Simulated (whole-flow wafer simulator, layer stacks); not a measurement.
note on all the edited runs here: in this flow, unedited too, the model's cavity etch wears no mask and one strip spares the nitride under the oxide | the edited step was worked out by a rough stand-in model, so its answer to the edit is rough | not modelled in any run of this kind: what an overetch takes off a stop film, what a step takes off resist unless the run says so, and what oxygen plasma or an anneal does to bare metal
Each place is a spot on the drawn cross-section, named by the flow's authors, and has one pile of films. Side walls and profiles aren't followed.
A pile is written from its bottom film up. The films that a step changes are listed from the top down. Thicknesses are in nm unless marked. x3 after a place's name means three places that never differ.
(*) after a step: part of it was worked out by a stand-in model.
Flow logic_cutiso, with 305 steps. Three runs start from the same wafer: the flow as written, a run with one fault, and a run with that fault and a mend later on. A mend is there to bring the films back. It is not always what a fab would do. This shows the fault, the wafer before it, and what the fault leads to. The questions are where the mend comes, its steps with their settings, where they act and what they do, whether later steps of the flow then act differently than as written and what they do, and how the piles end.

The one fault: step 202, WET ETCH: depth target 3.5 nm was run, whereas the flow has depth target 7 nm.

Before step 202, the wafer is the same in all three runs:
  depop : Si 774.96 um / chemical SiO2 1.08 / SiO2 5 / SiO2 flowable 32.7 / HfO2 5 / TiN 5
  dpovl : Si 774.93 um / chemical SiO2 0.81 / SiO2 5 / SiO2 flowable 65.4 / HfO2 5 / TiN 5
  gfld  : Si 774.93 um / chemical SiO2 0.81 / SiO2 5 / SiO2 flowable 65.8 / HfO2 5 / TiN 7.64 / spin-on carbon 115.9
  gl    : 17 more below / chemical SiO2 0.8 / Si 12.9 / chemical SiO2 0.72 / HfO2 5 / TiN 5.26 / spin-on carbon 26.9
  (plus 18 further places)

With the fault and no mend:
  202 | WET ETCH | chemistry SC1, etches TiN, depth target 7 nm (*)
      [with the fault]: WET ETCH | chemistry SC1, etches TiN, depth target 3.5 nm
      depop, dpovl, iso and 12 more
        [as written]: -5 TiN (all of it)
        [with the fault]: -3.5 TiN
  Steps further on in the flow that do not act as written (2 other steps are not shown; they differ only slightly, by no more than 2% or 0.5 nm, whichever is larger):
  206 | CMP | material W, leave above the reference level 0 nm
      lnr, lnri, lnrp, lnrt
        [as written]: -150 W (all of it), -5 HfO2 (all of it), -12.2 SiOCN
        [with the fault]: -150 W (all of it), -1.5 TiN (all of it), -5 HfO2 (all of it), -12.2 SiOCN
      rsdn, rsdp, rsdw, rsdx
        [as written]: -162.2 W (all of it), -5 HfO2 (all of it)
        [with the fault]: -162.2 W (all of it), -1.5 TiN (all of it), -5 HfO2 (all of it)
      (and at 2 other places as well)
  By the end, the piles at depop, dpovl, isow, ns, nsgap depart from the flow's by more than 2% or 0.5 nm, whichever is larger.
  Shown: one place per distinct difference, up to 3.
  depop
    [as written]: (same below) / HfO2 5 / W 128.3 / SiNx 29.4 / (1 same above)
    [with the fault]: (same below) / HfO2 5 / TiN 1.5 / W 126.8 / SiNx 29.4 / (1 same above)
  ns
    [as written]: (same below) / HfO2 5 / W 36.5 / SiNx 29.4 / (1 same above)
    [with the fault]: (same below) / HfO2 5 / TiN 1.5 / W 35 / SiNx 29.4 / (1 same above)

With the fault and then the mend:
  The mend stands after step 202.
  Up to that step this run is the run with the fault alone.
  202a | WET ETCH | chemistry SC1, etches TiN, depth target 3.5 nm (*) (the flow's step 202, run once more with other settings)
      depop, dpovl, iso and 12 more
        -1.5 TiN (all of it)
  Later steps of the flow that are run all act as written at every place that is followed, up to a difference of at most 2% or 0.5 nm, whichever is larger.
  By the end, the piles equal the flow's at every place that both follow.
